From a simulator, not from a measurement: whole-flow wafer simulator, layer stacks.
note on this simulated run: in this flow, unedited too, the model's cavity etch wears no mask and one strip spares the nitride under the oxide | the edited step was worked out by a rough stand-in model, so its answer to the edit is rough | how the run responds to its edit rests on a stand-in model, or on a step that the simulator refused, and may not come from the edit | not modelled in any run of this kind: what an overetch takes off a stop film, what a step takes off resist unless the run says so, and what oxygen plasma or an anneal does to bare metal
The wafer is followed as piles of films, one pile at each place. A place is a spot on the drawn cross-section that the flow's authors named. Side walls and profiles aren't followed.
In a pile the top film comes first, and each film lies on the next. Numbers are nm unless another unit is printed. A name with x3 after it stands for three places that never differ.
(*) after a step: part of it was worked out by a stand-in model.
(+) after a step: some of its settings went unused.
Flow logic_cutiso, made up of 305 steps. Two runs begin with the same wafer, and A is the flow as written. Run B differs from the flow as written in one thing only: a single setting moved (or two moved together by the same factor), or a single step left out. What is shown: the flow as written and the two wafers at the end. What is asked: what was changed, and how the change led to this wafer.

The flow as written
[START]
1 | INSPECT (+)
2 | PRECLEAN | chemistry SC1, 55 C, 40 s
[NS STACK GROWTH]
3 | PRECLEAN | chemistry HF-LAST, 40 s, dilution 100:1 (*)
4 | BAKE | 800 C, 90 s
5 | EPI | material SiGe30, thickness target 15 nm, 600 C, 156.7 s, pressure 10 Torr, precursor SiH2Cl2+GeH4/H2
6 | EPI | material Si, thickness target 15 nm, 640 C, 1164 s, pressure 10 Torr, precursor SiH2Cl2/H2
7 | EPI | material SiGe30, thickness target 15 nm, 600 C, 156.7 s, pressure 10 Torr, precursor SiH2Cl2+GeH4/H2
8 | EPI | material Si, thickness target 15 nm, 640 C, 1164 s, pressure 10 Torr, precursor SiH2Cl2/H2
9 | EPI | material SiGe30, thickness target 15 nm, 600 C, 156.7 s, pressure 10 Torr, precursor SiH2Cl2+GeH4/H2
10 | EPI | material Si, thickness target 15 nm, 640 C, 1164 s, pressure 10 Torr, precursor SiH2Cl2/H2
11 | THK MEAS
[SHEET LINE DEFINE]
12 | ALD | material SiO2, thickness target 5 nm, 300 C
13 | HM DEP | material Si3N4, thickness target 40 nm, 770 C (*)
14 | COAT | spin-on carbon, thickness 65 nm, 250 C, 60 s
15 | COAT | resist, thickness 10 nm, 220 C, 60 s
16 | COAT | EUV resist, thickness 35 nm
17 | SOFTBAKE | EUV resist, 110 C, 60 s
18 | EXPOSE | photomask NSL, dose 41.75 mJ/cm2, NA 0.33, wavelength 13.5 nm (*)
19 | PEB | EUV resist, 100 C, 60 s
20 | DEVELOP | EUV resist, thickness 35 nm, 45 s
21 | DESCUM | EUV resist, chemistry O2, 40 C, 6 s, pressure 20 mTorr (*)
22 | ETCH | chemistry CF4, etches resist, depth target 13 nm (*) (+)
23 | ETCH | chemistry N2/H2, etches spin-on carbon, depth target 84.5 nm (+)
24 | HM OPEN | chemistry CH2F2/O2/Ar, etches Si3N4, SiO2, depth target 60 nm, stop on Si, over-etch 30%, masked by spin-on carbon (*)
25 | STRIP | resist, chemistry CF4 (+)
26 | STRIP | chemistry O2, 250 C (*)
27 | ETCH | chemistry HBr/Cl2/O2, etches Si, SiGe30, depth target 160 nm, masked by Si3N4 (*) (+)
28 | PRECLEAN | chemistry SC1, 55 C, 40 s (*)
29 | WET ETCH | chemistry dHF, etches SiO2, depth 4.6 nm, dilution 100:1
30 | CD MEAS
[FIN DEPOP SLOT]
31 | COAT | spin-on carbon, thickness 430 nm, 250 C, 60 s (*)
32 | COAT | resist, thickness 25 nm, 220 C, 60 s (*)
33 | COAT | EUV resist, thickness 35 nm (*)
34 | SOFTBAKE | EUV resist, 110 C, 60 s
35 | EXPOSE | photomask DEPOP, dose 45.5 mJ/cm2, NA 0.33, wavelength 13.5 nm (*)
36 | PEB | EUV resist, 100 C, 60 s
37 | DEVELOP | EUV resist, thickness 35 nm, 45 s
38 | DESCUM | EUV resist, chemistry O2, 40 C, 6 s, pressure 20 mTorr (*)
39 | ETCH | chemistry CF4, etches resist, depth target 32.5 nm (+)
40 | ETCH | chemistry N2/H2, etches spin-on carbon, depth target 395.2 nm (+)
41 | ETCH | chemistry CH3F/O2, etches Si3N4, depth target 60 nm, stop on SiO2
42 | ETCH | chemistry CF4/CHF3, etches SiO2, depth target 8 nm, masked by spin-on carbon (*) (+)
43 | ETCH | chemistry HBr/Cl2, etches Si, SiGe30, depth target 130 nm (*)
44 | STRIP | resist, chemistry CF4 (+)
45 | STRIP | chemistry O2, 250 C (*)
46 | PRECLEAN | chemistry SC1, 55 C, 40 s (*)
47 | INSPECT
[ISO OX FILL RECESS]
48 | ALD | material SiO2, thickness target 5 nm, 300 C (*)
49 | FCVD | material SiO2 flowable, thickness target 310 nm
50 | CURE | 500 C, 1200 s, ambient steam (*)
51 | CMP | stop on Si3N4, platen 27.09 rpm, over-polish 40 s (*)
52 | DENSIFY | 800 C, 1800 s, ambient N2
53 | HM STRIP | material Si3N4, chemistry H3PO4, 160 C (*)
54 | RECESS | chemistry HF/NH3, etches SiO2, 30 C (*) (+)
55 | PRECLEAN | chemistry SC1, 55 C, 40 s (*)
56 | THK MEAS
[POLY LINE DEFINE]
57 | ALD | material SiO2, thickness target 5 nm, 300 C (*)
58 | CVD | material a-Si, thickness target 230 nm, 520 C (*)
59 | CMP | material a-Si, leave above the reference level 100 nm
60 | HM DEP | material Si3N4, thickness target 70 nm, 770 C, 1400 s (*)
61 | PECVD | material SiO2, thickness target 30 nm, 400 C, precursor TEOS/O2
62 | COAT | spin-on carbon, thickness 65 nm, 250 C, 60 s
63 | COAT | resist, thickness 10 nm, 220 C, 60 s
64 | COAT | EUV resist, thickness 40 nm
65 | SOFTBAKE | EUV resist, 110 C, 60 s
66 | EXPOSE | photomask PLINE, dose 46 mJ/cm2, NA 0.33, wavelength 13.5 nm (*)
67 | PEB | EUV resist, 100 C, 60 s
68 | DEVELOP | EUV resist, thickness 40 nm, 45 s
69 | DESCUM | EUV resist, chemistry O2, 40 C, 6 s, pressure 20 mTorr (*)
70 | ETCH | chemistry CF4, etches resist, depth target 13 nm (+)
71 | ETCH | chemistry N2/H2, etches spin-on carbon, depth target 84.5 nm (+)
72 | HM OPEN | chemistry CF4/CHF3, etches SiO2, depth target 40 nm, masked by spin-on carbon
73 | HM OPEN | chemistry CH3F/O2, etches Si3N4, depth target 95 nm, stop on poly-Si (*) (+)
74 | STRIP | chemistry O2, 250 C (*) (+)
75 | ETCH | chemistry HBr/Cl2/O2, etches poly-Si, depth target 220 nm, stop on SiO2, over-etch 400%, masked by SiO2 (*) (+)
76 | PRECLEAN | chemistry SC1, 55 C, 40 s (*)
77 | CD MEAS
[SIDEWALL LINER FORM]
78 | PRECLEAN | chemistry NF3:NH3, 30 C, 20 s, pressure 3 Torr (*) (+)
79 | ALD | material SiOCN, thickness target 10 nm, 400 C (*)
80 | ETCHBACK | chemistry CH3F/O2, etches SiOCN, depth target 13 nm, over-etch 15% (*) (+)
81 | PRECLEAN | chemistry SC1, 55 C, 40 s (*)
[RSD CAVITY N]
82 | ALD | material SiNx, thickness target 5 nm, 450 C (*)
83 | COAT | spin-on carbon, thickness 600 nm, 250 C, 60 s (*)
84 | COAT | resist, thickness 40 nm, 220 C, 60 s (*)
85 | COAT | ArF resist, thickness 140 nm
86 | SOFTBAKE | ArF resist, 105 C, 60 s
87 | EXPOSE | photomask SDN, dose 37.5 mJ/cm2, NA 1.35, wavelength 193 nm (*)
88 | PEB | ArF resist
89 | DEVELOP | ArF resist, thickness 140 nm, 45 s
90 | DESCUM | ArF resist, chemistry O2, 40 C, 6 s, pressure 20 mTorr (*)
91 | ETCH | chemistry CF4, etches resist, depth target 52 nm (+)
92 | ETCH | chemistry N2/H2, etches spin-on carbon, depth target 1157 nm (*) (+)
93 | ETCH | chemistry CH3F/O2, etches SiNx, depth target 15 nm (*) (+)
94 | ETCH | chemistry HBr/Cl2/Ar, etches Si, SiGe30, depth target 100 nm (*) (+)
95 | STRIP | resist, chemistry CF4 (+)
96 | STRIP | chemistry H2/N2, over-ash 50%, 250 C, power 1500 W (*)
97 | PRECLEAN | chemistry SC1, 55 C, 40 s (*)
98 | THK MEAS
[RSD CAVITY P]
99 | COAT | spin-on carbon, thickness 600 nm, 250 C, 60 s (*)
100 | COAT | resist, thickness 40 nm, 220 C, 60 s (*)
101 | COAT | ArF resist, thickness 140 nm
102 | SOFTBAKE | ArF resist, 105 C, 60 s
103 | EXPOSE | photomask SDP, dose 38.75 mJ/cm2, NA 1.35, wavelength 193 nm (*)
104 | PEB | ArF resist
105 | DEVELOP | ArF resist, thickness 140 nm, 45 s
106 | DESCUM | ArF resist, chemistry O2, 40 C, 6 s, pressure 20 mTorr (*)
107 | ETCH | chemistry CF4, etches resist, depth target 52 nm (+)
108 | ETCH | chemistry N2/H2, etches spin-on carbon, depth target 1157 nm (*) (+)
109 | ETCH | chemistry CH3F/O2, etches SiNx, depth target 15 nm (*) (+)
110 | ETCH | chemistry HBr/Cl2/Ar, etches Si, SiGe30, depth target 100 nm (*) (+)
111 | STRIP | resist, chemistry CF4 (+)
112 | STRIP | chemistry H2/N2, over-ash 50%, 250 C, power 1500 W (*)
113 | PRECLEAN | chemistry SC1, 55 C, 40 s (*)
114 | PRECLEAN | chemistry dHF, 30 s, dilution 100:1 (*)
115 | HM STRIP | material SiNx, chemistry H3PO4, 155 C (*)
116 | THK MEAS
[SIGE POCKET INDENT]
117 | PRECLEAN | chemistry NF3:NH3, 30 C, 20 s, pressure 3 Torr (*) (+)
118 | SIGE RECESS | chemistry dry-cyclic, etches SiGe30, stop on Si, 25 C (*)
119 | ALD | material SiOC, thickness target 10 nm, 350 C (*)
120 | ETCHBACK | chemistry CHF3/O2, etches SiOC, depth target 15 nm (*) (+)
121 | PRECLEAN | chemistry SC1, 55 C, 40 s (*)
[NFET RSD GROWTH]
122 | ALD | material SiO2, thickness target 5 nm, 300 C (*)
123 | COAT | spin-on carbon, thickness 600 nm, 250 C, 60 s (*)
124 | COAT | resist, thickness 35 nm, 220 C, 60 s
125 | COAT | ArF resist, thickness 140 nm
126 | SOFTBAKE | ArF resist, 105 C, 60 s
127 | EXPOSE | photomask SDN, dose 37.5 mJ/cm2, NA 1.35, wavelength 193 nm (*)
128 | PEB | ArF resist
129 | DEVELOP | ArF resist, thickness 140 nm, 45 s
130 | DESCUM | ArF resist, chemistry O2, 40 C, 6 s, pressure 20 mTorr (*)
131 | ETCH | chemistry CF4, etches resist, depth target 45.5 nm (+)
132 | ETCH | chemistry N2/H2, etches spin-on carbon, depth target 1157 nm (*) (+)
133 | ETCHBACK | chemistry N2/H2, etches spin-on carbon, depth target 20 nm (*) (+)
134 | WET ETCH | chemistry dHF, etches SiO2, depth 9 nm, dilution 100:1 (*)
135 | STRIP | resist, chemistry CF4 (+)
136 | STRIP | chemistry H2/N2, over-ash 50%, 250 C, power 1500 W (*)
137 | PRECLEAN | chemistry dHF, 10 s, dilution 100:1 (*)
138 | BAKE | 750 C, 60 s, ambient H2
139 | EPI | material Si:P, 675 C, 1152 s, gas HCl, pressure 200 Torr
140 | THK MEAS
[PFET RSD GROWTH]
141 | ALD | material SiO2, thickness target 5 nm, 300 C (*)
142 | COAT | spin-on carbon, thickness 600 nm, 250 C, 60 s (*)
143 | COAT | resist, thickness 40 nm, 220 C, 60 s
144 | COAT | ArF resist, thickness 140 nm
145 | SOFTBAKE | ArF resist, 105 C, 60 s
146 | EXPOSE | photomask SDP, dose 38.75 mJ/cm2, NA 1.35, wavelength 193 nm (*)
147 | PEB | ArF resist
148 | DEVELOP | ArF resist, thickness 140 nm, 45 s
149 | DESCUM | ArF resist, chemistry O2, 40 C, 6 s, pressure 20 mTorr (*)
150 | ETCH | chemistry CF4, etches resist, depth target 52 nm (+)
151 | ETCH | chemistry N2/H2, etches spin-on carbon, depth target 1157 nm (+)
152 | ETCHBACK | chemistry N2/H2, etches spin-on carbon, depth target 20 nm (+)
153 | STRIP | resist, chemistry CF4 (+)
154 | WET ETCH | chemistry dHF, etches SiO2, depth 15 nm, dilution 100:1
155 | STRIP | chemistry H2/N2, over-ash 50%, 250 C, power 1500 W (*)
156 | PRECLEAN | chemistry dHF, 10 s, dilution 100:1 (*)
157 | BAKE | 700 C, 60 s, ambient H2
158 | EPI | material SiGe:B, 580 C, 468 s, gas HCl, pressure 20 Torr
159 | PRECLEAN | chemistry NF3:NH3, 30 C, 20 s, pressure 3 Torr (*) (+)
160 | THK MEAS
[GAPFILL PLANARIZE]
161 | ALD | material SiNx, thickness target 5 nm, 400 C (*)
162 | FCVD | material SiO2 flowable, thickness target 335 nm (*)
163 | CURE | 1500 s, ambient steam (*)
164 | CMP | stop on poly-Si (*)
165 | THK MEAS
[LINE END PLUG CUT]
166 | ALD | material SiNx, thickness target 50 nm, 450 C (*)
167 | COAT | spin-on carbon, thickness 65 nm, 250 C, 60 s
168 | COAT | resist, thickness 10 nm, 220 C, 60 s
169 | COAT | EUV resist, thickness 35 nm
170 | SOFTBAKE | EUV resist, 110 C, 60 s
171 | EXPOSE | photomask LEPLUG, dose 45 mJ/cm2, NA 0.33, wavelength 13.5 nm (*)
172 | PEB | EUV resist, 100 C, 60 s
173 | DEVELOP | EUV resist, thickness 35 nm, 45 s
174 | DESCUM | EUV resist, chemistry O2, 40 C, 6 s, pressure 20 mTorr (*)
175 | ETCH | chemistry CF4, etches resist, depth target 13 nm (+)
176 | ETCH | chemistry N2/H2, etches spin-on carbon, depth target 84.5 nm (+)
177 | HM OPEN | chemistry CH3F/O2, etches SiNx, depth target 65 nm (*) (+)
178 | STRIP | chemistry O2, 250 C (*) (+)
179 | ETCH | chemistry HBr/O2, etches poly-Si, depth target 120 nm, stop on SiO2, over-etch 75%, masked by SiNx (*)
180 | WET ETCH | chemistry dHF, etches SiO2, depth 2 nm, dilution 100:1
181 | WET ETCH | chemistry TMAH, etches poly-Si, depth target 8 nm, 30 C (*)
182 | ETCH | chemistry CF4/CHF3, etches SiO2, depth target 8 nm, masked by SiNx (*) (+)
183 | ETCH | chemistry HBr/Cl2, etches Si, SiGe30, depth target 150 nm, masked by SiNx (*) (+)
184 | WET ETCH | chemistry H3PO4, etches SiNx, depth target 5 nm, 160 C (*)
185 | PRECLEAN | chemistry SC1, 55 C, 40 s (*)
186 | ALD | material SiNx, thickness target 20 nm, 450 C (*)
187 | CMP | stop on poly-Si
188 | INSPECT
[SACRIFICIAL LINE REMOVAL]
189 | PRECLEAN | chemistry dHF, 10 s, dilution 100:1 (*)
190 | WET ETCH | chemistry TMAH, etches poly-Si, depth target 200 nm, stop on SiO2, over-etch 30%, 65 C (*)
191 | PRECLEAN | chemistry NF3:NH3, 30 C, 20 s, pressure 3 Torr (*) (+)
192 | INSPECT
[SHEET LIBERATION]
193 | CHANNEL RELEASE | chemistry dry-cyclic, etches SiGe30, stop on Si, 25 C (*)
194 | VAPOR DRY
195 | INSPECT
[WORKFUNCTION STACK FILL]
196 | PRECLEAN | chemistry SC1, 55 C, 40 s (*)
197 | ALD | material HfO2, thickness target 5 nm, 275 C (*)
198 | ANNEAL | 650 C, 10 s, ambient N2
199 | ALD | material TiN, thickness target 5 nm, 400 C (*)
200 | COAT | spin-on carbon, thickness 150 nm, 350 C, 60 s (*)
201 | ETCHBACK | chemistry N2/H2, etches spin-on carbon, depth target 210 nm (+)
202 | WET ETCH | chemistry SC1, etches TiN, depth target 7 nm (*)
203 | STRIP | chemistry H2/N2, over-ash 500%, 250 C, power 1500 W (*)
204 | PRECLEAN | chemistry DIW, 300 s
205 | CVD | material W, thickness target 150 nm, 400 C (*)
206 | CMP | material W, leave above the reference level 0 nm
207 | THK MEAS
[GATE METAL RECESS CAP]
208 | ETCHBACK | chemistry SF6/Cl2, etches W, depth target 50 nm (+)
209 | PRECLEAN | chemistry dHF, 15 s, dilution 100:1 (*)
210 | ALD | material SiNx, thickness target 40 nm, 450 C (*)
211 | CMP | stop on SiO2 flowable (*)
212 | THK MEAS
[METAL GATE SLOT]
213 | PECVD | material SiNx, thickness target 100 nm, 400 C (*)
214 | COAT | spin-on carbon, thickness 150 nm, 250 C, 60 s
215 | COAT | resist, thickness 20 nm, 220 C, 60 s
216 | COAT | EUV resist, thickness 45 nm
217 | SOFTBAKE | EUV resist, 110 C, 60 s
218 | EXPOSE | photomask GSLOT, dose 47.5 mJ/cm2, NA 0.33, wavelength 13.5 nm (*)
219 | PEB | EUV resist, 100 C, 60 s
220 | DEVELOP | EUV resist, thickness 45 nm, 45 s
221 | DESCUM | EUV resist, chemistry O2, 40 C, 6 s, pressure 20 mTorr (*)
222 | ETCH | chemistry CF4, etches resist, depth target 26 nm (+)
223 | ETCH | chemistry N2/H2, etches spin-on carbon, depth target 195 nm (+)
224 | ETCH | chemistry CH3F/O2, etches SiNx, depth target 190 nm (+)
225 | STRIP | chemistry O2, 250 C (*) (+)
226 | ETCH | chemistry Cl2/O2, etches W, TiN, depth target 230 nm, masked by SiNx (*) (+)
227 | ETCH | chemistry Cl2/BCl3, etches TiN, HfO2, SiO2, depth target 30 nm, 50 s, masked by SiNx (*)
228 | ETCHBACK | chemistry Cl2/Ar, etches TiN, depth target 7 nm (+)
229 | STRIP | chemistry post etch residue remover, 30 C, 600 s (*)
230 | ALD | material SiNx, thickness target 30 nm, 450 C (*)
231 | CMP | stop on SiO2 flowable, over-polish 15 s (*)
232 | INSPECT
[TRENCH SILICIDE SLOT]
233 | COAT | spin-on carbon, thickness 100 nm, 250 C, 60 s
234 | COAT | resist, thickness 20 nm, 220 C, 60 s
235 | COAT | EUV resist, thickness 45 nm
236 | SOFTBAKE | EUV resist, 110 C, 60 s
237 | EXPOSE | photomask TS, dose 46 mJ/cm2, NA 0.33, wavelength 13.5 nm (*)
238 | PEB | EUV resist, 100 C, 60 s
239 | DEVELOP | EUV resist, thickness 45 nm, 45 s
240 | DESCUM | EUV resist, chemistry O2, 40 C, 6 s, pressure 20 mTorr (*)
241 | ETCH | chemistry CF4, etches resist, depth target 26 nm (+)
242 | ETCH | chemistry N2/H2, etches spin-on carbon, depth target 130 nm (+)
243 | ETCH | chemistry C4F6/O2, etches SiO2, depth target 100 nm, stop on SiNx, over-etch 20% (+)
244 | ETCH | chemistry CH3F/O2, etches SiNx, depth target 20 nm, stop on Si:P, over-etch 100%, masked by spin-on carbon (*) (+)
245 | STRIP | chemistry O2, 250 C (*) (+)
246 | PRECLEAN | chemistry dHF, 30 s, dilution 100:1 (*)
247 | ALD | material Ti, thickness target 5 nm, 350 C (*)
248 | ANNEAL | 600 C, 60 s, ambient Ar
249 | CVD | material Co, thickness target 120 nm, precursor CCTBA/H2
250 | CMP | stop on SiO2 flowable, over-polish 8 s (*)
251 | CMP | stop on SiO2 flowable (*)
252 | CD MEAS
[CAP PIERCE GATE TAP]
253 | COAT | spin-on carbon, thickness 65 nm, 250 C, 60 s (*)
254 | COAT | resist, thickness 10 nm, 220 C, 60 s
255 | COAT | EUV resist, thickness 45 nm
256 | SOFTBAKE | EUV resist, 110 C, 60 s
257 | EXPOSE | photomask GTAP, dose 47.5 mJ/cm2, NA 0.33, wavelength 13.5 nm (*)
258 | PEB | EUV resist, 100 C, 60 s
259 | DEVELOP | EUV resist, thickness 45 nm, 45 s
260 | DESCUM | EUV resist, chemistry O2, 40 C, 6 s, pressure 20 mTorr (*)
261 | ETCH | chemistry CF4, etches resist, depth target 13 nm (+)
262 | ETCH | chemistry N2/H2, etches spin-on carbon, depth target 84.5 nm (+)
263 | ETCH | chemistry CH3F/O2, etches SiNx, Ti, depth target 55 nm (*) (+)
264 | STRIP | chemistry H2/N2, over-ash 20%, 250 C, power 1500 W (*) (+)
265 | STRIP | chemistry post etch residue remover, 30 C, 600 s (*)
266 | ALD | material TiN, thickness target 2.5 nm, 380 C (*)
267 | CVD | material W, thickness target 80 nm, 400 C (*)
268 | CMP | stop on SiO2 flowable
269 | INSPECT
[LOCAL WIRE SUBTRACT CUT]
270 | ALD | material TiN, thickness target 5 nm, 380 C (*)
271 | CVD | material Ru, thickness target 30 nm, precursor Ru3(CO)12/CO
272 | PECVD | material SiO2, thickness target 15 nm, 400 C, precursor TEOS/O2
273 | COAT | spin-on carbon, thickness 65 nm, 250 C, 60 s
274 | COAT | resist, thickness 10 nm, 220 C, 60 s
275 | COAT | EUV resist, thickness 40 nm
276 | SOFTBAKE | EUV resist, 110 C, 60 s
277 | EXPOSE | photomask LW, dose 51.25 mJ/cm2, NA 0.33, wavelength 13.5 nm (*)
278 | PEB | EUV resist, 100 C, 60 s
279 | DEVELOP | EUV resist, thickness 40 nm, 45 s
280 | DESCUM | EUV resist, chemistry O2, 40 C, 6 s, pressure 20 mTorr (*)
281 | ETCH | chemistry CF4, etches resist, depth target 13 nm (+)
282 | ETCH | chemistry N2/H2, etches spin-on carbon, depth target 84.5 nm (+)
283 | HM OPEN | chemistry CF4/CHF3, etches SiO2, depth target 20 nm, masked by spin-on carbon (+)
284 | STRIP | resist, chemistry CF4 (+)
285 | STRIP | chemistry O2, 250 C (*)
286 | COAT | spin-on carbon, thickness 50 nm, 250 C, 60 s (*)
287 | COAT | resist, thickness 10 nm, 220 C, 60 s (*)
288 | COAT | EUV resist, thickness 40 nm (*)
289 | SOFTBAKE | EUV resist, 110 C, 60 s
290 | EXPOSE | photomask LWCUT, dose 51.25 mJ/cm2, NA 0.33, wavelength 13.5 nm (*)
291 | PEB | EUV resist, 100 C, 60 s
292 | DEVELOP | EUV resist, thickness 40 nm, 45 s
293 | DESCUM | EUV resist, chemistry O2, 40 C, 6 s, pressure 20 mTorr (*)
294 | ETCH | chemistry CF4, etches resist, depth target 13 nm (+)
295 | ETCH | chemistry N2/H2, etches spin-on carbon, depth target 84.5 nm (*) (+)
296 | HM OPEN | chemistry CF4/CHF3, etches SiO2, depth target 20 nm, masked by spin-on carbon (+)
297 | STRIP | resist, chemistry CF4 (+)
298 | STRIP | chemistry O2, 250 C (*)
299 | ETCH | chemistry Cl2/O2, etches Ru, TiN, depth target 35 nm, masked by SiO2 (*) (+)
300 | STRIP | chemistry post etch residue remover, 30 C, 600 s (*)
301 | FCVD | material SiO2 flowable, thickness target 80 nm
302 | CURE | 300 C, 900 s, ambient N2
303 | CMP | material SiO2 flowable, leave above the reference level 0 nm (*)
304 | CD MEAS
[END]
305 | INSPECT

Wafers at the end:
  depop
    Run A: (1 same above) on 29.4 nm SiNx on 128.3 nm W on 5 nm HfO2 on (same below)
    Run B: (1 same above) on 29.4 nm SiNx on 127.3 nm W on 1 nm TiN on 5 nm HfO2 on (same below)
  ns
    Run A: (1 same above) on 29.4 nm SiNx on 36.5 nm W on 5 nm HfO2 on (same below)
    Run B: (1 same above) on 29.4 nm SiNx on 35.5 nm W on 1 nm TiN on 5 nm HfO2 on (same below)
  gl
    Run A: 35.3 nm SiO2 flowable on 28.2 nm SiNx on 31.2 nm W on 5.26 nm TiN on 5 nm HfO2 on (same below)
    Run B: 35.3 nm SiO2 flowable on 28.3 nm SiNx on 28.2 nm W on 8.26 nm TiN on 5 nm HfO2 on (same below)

The reason: step 199, ALD: thickness target 8 nm was run, though the flow has thickness target 5 nm.

How this came from the change, step by step:
  199 | ALD | material TiN, thickness target 5 nm, 400 C (*)
      depop, dpovl, iso and 11 more: A TiN gains 5 (new film) | B TiN gains 8 (new film)
      gl, glp, tap: A TiN gains 5.26 (new film), TiN gains 4.49 (new film), cavity loses 4.49 (all of it), TiN gains 4.49 (new film), cavity loses 4.49 (all of it), TiN gains 4.49 (new film), cavity loses 4.49 (all of it) | B TiN gains 8.26 (new film), TiN gains 4.49 (new film), cavity loses 4.49 (all of it), TiN gains 4.49 (new film), cavity loses 4.49 (all of it), TiN gains 4.49 (new film), cavity loses 4.49 (all of it)
      (and at 5 other places as well)
  200 | COAT | spin-on carbon, thickness 150 nm, 350 C, 60 s (*)
      gl, glp: A spin-on carbon gains 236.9 (new film) | B spin-on carbon gains 244 (new film)
      gxn, gxp: A spin-on carbon gains 236.9 (new film) | B spin-on carbon gains 244.2 (new film)
      (and at 18 other places as well)
  201 | ETCHBACK | chemistry N2/H2, etches spin-on carbon, depth target 210 nm (+)
      lnr, lnrp: A spin-on carbon loses 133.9 (all of it) | B spin-on carbon loses 140.8 (all of it)
      rsdn, rsdw: A spin-on carbon loses 145.8 (all of it) | B spin-on carbon loses 152.8 (all of it)
      (and at 11 other places as well)
  202 | WET ETCH | chemistry SC1, etches TiN, depth target 7 nm (*)
      depop, dpovl, iso and 12 more: A TiN loses 5 (all of it) | B TiN loses 7
  203 | STRIP | chemistry H2/N2, over-ash 500%, 250 C, power 1500 W (*)
      gl, glp: A spin-on carbon loses 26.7 (all of it) | B spin-on carbon loses 33.9 (all of it)
      gxn, gxp: A spin-on carbon loses 26.8 (all of it) | B spin-on carbon loses 34 (all of it)
      (and at 3 other places as well)
  205 | CVD | material W, thickness target 150 nm, 400 C (*)
      gxf: A W gains 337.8 (new film) | B W gains 246.7 (new film)
  206 | CMP | material W, leave above the reference level 0 nm
      lnr, lnri, lnrp, lnrt: A W loses 150 (all of it), HfO2 loses 5 (all of it), SiOCN loses 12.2 | B W loses 150 (all of it), TiN loses 1 (all of it), HfO2 loses 5 (all of it), SiOCN loses 12.2
      rsdn, rsdp, rsdw, rsdx: A W loses 162.2 (all of it), HfO2 loses 5 (all of it) | B W loses 162.2 (all of it), TiN loses 1 (all of it), HfO2 loses 5 (all of it)
      (and at 2 other places as well)
  226 | ETCH | chemistry Cl2/O2, etches W, TiN, depth target 230 nm, masked by SiNx (*) (+)
      gfld: A W loses 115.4 (all of it), TiN loses 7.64 (all of it), HfO2 loses 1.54 | B W loses 112.4 (all of it), TiN loses 10.6 (all of it), HfO2 loses 1.54
